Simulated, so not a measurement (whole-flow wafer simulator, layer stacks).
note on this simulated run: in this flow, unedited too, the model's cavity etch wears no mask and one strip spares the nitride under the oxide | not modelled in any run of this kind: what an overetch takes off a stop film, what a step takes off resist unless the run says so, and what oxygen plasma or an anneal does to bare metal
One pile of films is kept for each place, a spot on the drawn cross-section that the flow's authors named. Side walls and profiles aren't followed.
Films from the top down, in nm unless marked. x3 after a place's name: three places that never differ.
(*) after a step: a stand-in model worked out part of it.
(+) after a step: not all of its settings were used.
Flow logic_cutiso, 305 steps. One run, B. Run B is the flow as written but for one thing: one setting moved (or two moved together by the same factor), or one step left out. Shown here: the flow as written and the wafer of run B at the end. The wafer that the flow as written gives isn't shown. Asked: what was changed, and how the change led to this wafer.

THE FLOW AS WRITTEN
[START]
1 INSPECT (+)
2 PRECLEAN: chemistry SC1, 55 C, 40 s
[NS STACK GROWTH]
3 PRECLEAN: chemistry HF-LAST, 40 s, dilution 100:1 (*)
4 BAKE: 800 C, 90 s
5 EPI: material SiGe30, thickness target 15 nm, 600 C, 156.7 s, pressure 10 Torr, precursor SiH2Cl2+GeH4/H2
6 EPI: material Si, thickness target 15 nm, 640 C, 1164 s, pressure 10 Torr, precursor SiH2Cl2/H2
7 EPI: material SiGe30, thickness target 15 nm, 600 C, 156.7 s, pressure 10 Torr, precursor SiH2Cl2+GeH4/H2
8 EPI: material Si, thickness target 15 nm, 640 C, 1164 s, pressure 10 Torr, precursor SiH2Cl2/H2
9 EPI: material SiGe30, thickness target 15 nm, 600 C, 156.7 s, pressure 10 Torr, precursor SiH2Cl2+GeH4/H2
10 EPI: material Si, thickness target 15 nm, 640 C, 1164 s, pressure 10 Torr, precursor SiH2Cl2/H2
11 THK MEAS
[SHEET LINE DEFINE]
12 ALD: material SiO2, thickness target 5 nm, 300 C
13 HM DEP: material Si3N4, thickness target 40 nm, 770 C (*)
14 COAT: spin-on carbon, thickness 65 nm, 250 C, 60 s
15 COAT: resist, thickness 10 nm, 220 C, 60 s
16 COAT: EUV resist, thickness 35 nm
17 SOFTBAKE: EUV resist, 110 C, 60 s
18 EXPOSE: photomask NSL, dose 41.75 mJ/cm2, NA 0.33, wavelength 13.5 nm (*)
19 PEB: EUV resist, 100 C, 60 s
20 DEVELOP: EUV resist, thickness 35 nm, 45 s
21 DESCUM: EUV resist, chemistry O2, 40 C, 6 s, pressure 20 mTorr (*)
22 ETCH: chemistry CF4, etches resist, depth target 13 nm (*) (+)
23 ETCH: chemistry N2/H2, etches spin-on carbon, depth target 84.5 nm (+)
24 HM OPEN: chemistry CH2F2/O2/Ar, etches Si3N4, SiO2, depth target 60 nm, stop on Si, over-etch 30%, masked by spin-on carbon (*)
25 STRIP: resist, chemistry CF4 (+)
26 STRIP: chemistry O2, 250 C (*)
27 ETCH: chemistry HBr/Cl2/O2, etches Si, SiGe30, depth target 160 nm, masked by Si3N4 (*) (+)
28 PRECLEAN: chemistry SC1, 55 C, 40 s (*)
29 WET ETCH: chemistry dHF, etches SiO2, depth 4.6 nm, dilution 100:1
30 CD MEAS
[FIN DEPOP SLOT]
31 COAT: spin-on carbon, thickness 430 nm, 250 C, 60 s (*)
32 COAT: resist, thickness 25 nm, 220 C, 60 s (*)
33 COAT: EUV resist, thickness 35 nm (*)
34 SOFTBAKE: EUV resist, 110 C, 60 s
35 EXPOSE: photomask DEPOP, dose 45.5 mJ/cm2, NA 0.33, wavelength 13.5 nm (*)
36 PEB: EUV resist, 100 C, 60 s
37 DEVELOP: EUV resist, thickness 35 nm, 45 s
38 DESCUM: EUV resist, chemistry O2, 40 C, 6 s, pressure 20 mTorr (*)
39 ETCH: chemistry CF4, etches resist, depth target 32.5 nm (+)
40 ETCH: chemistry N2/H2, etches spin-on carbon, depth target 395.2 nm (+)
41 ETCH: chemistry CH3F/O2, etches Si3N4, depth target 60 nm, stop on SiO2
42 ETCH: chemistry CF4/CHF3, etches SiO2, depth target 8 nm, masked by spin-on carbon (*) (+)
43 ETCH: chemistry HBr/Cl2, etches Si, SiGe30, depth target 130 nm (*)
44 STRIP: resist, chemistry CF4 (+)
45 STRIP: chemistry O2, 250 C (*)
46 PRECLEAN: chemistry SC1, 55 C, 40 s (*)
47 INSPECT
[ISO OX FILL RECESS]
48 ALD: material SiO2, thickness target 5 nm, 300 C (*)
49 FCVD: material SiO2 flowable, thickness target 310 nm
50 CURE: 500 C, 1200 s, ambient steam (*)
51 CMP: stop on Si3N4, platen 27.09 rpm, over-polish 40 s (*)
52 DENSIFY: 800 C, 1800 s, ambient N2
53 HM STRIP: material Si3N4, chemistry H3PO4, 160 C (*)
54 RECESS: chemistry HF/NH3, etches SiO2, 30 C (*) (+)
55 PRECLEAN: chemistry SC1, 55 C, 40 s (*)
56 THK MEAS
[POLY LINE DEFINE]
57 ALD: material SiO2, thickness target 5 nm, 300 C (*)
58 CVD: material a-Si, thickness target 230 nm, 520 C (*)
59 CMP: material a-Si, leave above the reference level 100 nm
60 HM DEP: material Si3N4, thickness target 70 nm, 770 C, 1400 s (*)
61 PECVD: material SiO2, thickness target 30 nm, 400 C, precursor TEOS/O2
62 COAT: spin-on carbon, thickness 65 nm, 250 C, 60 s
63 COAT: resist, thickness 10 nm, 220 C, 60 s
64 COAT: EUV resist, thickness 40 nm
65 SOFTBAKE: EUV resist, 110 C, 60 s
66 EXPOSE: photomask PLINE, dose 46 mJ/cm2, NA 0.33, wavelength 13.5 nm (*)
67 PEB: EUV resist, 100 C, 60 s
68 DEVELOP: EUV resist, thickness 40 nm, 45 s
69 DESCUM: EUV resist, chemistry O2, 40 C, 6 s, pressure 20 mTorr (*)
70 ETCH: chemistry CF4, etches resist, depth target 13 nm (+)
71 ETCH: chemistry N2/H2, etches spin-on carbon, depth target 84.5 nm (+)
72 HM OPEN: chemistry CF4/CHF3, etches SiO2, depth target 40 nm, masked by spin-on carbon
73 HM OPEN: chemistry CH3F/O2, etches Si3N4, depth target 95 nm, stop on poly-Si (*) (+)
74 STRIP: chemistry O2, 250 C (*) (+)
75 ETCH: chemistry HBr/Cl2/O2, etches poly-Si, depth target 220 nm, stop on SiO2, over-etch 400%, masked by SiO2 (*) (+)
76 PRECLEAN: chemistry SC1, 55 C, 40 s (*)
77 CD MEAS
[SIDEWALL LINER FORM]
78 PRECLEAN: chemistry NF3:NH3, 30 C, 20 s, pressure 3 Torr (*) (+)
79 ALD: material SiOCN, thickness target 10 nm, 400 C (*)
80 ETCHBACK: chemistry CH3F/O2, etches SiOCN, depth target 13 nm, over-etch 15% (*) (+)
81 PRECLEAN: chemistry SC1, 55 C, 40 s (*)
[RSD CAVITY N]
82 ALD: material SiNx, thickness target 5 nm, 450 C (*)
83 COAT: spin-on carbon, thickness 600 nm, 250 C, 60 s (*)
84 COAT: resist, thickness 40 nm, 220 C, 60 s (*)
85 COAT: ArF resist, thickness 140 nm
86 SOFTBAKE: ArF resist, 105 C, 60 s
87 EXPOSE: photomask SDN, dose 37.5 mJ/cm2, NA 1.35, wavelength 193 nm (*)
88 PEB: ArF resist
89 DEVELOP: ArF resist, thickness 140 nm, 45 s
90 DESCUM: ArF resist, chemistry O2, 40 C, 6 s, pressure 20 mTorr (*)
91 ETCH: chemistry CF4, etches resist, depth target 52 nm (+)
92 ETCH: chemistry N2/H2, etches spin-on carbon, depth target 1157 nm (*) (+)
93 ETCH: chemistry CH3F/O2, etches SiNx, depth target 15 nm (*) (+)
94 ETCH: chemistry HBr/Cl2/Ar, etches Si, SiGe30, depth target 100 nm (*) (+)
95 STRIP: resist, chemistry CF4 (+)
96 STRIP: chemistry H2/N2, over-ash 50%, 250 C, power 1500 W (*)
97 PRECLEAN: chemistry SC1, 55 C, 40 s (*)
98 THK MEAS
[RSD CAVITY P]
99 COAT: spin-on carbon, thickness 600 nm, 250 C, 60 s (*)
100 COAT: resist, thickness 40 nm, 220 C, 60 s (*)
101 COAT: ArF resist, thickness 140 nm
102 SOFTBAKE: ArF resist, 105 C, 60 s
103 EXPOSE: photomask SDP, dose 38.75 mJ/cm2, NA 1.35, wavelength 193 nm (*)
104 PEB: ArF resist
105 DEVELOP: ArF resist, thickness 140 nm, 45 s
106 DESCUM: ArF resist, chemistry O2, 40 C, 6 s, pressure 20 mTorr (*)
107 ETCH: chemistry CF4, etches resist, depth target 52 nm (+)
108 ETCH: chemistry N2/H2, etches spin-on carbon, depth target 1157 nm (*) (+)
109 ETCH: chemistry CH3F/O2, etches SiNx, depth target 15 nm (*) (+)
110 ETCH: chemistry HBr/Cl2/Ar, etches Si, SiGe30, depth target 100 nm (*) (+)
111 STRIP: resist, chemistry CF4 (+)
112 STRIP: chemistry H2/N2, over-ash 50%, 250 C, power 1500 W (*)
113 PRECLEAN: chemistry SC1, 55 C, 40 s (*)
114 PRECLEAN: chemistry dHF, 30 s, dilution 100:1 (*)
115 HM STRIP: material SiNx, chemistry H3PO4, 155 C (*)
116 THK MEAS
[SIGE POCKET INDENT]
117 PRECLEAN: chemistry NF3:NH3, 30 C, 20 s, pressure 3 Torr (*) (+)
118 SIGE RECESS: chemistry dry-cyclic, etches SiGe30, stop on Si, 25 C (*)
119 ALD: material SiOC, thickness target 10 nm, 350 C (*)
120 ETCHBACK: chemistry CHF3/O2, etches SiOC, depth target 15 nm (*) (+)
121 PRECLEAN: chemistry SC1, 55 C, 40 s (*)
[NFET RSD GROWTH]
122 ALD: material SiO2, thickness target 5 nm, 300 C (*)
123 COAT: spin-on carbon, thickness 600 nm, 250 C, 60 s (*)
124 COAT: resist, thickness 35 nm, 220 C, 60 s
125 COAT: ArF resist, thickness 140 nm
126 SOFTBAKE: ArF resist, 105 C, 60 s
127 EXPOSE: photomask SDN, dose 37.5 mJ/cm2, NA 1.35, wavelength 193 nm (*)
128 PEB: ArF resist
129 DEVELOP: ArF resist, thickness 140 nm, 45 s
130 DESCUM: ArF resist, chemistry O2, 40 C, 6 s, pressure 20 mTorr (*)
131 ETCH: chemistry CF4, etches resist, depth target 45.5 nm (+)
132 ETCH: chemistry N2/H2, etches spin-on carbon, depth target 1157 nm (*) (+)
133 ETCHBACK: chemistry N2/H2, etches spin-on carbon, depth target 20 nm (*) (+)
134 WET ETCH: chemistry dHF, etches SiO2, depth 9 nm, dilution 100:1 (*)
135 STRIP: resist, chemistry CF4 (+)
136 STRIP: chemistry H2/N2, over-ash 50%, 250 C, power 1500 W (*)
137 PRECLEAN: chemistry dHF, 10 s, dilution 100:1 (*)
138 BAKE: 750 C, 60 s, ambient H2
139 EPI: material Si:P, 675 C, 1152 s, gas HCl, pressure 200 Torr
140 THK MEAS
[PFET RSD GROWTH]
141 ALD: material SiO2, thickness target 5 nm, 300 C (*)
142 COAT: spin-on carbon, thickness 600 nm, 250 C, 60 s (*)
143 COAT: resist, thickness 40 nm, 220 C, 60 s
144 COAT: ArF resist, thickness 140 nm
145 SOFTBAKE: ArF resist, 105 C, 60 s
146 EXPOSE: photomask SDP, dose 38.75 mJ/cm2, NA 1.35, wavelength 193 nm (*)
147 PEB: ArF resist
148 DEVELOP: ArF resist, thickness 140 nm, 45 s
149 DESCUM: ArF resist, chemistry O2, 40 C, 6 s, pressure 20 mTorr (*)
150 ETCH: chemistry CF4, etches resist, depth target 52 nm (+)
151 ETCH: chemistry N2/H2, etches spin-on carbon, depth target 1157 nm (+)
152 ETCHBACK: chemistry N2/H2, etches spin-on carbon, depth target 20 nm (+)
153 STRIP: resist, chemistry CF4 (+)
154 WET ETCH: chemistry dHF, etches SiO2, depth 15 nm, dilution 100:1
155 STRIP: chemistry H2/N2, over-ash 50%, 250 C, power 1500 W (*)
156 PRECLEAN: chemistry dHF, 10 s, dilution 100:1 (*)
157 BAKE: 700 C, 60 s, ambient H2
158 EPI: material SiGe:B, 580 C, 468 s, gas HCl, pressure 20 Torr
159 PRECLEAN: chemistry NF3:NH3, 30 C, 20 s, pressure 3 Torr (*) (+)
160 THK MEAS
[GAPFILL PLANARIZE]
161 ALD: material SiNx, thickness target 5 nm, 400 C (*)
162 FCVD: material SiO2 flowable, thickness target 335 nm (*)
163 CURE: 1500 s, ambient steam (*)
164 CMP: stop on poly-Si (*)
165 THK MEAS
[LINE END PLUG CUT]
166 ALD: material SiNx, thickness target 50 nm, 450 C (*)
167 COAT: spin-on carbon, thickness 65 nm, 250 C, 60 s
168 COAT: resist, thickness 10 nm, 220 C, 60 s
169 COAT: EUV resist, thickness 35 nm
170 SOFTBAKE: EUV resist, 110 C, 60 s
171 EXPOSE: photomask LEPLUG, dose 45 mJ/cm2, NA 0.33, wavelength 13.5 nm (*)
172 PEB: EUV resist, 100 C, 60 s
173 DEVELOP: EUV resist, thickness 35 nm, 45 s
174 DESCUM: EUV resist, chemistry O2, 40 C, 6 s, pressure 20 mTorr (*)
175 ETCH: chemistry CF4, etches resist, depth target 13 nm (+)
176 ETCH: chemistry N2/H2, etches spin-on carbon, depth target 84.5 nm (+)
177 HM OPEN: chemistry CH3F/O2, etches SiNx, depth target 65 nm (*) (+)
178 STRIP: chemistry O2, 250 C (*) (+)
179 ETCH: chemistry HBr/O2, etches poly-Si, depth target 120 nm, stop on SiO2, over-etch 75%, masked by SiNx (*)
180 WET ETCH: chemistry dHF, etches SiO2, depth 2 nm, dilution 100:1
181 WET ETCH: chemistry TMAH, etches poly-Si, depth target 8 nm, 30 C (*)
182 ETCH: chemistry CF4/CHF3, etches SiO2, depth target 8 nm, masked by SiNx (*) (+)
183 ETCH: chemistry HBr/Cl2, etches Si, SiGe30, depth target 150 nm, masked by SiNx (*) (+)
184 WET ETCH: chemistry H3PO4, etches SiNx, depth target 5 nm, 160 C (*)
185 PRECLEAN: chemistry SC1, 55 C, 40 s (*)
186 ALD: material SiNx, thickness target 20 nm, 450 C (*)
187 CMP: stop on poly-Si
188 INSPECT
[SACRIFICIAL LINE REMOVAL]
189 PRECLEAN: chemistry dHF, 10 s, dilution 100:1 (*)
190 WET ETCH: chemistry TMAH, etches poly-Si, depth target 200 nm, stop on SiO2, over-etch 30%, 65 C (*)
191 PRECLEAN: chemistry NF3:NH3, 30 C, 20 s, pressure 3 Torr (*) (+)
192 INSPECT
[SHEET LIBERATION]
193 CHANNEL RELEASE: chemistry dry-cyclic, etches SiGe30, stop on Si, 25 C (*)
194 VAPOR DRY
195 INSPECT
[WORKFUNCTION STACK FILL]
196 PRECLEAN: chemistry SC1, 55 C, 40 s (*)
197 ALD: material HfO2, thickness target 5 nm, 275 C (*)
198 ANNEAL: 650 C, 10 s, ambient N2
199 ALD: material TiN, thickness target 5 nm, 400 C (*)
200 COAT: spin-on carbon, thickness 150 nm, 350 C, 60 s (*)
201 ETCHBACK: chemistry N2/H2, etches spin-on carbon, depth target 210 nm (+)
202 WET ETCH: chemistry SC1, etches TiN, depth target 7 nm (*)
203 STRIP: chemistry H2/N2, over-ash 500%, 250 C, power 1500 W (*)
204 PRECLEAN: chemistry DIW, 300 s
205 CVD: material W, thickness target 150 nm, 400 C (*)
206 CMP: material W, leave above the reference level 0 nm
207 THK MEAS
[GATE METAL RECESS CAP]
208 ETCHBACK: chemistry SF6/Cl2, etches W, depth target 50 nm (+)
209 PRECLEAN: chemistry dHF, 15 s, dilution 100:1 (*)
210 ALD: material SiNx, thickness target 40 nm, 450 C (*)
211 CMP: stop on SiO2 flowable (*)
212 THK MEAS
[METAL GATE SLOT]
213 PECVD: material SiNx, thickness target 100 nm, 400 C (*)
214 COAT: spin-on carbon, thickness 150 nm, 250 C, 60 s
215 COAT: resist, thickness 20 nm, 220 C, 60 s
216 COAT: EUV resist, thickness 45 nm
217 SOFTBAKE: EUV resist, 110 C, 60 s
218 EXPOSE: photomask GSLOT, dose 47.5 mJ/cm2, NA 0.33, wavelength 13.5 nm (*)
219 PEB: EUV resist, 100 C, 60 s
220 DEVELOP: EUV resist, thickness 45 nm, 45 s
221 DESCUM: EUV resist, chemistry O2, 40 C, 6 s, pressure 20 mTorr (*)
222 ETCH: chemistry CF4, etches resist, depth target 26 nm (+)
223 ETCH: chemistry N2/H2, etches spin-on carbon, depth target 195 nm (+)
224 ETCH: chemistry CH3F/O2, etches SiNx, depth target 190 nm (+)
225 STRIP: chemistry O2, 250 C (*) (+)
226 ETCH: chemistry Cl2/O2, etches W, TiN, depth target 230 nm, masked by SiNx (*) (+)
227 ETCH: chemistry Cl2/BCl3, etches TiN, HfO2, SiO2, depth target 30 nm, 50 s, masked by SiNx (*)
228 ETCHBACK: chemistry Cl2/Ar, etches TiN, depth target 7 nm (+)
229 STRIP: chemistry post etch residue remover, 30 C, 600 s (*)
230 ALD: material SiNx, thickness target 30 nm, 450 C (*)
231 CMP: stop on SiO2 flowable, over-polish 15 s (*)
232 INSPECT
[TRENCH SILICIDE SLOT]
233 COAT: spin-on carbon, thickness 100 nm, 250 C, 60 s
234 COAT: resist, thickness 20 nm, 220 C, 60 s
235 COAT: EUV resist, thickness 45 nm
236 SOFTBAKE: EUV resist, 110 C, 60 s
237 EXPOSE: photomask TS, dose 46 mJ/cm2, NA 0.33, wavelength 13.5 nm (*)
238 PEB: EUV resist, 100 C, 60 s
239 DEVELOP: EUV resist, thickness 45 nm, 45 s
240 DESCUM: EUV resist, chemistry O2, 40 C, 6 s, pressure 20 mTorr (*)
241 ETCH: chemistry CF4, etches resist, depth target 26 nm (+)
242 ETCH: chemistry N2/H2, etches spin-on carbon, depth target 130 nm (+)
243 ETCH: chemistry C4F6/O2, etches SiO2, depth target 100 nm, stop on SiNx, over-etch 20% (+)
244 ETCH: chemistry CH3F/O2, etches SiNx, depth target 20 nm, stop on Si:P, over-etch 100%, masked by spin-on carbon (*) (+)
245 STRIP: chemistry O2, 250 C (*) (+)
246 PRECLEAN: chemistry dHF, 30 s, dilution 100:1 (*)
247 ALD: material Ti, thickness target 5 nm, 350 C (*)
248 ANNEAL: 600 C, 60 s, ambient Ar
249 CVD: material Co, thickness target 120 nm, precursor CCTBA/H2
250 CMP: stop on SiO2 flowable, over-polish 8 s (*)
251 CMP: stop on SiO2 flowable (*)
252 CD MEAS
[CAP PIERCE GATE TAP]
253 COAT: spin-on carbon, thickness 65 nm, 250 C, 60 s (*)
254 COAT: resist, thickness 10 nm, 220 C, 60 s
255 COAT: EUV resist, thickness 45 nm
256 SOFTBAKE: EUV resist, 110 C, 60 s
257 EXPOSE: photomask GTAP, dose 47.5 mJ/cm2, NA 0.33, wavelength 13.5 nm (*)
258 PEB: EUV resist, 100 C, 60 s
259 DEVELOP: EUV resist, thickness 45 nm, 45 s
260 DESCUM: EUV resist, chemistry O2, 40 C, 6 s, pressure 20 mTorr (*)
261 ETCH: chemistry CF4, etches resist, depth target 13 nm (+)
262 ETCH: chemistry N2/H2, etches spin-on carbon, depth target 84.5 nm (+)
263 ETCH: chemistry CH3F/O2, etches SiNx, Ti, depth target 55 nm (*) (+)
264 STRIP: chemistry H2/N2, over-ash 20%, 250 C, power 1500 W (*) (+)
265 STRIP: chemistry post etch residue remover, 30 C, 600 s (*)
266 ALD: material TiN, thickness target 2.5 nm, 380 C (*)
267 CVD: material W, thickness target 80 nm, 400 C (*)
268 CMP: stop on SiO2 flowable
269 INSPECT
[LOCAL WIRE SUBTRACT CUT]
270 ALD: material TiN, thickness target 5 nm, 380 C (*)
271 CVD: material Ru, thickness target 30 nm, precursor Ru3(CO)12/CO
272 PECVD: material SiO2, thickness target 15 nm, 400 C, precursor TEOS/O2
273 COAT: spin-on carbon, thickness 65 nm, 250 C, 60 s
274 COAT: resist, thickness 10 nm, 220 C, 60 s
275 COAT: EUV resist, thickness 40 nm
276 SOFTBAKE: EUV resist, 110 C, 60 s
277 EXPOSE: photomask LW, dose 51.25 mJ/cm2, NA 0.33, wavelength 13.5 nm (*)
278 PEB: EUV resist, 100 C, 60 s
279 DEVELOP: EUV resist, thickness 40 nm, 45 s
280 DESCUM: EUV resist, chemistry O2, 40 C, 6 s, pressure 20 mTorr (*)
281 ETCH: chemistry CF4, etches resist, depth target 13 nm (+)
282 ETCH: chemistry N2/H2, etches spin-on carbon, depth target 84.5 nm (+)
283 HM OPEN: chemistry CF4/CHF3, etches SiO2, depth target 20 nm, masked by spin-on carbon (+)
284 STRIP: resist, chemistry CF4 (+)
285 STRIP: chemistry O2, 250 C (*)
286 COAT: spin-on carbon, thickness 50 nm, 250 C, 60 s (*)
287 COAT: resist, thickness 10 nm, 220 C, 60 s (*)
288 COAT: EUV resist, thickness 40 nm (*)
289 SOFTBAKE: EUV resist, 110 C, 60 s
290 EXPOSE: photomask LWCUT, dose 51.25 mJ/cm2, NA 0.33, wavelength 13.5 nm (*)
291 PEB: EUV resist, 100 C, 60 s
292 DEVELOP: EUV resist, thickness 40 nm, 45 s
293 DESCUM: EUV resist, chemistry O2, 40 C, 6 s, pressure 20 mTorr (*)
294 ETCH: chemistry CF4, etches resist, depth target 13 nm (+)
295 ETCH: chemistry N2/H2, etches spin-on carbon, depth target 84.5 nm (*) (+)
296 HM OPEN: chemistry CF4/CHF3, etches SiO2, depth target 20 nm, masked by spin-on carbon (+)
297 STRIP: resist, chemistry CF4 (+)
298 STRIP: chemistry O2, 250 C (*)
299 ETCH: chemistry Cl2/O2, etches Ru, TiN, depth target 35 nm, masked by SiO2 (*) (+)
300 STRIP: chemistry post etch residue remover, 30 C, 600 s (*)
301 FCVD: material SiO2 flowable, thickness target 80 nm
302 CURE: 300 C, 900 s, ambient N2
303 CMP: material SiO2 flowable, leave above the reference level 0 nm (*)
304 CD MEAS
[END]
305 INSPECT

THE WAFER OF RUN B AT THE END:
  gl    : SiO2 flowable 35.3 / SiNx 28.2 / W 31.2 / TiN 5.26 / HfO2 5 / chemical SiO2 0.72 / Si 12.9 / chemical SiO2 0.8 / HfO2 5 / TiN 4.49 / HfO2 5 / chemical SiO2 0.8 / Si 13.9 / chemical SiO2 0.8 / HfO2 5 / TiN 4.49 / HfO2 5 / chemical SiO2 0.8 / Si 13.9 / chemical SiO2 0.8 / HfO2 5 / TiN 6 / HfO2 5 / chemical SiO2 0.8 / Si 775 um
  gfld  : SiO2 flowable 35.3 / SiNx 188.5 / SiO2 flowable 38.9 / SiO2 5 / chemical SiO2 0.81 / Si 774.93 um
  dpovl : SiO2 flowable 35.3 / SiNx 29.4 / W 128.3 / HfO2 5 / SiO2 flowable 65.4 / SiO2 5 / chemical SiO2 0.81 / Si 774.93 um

The cause: step 5, EPI: thickness target 16.5 nm was run, where the flow has thickness target 15 nm; step 5, EPI: 172.4 s was run, where the flow has 156.7 s.

How the change led to this, step by step:
  5 EPI: material SiGe30, thickness target 15 nm, 600 C, 156.7 s, pressure 10 Torr, precursor SiH2Cl2+GeH4/H2
      depop, dpovl, gfld and 19 more: SiGe30 +16.5 (new film) (as written it would be: SiGe30 +15 (new film))
  27 ETCH: chemistry HBr/Cl2/O2, etches Si, SiGe30, depth target 160 nm, masked by Si3N4 (*) (+)
      gfld, gxf, iso, lnri: chemical SiO2 -0.79 (all of it), Si -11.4 (all of it), SiGe30 -15 (all of it), Si -15 (all of it), SiGe30 -15 (all of it), Si -15 (all of it), SiGe30 -16.5 (all of it), Si -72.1 (as written it would be: chemical SiO2 -0.79 (all of it), Si -11.4 (all of it), SiGe30 -15 (all of it), Si -15 (all of it), SiGe30 -15 (all of it), Si -15 (all of it), SiGe30 -15 (all of it), Si -73.6)
      dpovl, nsgap: chemical SiO2 -0.79 (all of it), Si -11.8 (all of it), SiGe30 -15 (all of it), Si -15 (all of it), SiGe30 -15 (all of it), Si -15 (all of it), SiGe30 -16.5 (all of it), Si -71.7 (as written it would be: chemical SiO2 -0.79 (all of it), Si -11.8 (all of it), SiGe30 -15 (all of it), Si -15 (all of it), SiGe30 -15 (all of it), Si -15 (all of it), SiGe30 -15 (all of it), Si -73.2)
      (and at 1 more place)
  43 ETCH: chemistry HBr/Cl2, etches Si, SiGe30, depth target 130 nm (*)
      depop: Si -14 (all of it), SiGe30 -15 (all of it), Si -15 (all of it), SiGe30 -15 (all of it), Si -15 (all of it), SiGe30 -16.5 (all of it), Si -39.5 (as written it would be: Si -14 (all of it), SiGe30 -15 (all of it), Si -15 (all of it), SiGe30 -15 (all of it), Si -15 (all of it), SiGe30 -15 (all of it), Si -41)
  94 ETCH: chemistry HBr/Cl2/Ar, etches Si, SiGe30, depth target 100 nm (*) (+)
      rsdn, rsdx: chemical SiO2 -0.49 (all of it), Si -12.8 (all of it), SiGe30 -15 (all of it), Si -15 (all of it), SiGe30 -15 (all of it), Si -15 (all of it), SiGe30 -16.5 (all of it), Si -10.7 (as written it would be: chemical SiO2 -0.49 (all of it), Si -12.8 (all of it), SiGe30 -15 (all of it), Si -15 (all of it), SiGe30 -15 (all of it), Si -15 (all of it), SiGe30 -15 (all of it), Si -12.2)
  110 ETCH: chemistry HBr/Cl2/Ar, etches Si, SiGe30, depth target 100 nm (*) (+)
      rsdp, rsdw: chemical SiO2 -0.49 (all of it), Si -12.8 (all of it), SiGe30 -15 (all of it), Si -15 (all of it), SiGe30 -15 (all of it), Si -15 (all of it), SiGe30 -16.5 (all of it), Si -10.7 (as written it would be: chemical SiO2 -0.49 (all of it), Si -12.8 (all of it), SiGe30 -15 (all of it), Si -15 (all of it), SiGe30 -15 (all of it), Si -15 (all of it), SiGe30 -15 (all of it), Si -12.2)
  118 SIGE RECESS: chemistry dry-cyclic, etches SiGe30, stop on Si, 25 C (*)
      lnr, lnrp, lnrt: SiOCN -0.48, Si -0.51, cavity +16 (new film), SiGe30 -15 (all of it), Si -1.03, cavity +16 (new film), SiGe30 -15 (all of it), Si -1.03, cavity +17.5 (new film), SiGe30 -16.5 (all of it), Si -0.51 (as written it would be: SiOCN -0.48, Si -0.51, cavity +16 (new film), SiGe30 -15 (all of it), Si -1.03, cavity +16 (new film), SiGe30 -15 (all of it), Si -1.03, cavity +16 (new film), SiGe30 -15 (all of it), Si -0.51)
  119 ALD: material SiOC, thickness target 10 nm, 350 C (*)
      lnr, lnrp, lnrt: SiOC +10 (new film), SiOC +16 (new film), cavity -16 (all of it), SiOC +16 (new film), cavity -16 (all of it), SiOC +17.5 (new film), cavity -17.5 (all of it) (as written it would be: SiOC +10 (new film), SiOC +16 (new film), cavity -16 (all of it), SiOC +16 (new film), cavity -16 (all of it), SiOC +16 (new film), cavity -16 (all of it))
  183 ETCH: chemistry HBr/Cl2, etches Si, SiGe30, depth target 150 nm, masked by SiNx (*) (+)
      plug: Si -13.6 (all of it), SiGe30 -15 (all of it), Si -15 (all of it), SiGe30 -15 (all of it), Si -15 (all of it), SiGe30 -16.5 (all of it), Si -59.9 (as written it would be: Si -13.6 (all of it), SiGe30 -15 (all of it), Si -15 (all of it), SiGe30 -15 (all of it), Si -15 (all of it), SiGe30 -15 (all of it), Si -61.4)
  193 CHANNEL RELEASE: chemistry dry-cyclic, etches SiGe30, stop on Si, 25 C (*)
      gl, glp, gxn, gxp, ns, tap: chemical SiO2 +0.8 (new film), Si -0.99, chemical SiO2 +0.8 (new film), cavity +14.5 (new film), chemical SiO2 +0.8 (new film), SiGe30 -15 (all of it), Si -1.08, chemical SiO2 +0.8 (new film), cavity +14.5 (new film), chemical SiO2 +0.8 (new film), SiGe30 -15 (all of it), Si -1.08, chemical SiO2 +0.8 (new film), cavity +16 (new film), chemical SiO2 +0.8 (new film), SiGe30 -16.5 (all of it), Si -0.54 (as written it would be: chemical SiO2 +0.8 (new film), Si -0.99, chemical SiO2 +0.8 (new film), cavity +14.5 (new film), chemical SiO2 +0.8 (new film), SiGe30 -15 (all of it), Si -1.08, chemical SiO2 +0.8 (new film), cavity +14.5 (new film), chemical SiO2 +0.8 (new film), SiGe30 -15 (all of it), Si -1.08, chemical SiO2 +0.8 (new film), cavity +14.5 (new film), chemical SiO2 +0.8 (new film), SiGe30 -15 (all of it), Si -0.54)
  199 ALD: material TiN, thickness target 5 nm, 400 C (*)
      gl, glp, tap: TiN +5.26 (new film), TiN +4.49 (new film), cavity -4.49 (all of it), TiN +4.49 (new film), cavity -4.49 (all of it), TiN +6 (new film), cavity -6 (all of it) (as written it would be: TiN +5.26 (new film), TiN +4.49 (new film), cavity -4.49 (all of it), TiN +4.49 (new film), cavity -4.49 (all of it), TiN +4.49 (new film), cavity -4.49 (all of it))
      gxn, gxp, ns: TiN +5 (new film), TiN +4.49 (new film), cavity -4.49 (all of it), TiN +4.49 (new film), cavity -4.49 (all of it), TiN +6 (new film), cavity -6 (all of it) (as written it would be: TiN +5 (new film), TiN +4.49 (new film), cavity -4.49 (all of it), TiN +4.49 (new film), cavity -4.49 (all of it), TiN +4.49 (new film), cavity -4.49 (all of it))
